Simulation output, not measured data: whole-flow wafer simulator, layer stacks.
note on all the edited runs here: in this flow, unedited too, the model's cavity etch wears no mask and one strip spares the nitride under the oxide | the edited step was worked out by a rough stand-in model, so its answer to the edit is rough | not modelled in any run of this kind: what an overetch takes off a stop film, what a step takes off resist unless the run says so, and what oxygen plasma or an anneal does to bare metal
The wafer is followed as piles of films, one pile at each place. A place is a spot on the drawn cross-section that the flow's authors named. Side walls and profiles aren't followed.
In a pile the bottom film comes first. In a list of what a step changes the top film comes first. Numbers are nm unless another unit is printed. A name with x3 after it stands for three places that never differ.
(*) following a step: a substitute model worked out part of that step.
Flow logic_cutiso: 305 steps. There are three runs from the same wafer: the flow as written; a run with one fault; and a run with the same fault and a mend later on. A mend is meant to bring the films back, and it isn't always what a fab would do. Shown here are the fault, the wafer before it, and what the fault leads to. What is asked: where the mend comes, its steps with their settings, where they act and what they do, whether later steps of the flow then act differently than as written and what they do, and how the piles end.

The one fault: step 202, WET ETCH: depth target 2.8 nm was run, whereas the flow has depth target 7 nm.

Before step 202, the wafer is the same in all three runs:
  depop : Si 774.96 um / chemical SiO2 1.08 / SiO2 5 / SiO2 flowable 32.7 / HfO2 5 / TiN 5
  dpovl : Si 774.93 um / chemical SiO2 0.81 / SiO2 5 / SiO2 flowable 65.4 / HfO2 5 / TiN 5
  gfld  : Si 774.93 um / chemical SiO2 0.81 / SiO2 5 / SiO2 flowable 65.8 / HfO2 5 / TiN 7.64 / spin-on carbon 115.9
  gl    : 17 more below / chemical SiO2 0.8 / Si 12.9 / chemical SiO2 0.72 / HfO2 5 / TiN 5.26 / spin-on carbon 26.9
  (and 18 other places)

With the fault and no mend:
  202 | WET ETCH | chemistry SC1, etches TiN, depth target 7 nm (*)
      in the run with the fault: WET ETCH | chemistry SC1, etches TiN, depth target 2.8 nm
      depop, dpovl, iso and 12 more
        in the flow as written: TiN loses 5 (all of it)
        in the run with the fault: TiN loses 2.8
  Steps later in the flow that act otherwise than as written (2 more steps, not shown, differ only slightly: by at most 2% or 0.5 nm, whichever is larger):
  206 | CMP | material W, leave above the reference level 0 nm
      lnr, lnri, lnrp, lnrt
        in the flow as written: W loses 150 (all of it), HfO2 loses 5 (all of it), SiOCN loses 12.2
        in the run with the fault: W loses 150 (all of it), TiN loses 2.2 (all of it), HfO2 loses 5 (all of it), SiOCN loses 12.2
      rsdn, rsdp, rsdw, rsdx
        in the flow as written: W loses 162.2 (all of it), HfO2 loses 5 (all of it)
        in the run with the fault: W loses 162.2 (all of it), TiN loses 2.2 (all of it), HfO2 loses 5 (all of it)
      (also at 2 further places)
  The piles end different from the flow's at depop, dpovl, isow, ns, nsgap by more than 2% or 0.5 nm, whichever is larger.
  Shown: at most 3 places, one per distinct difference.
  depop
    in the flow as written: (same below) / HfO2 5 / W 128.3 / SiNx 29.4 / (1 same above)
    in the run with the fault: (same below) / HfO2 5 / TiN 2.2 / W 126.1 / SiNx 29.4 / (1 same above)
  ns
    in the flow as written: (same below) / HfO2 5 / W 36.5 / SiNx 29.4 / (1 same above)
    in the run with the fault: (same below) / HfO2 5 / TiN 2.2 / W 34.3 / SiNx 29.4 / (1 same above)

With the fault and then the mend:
  The mend follows step 202.
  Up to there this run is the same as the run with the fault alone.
  202a | WET ETCH | chemistry SC1, etches TiN, depth target 4.2 nm (*) (a further turn of the flow's step 202, with different settings)
      depop, dpovl, iso and 12 more
        TiN loses 2.2 (all of it)
  None of the later steps of the flow differs from how it acts as written, at any place that is followed, by more than 2% or 0.5 nm, whichever is larger.
  At every place that both follow, the piles at the end match the flow's.
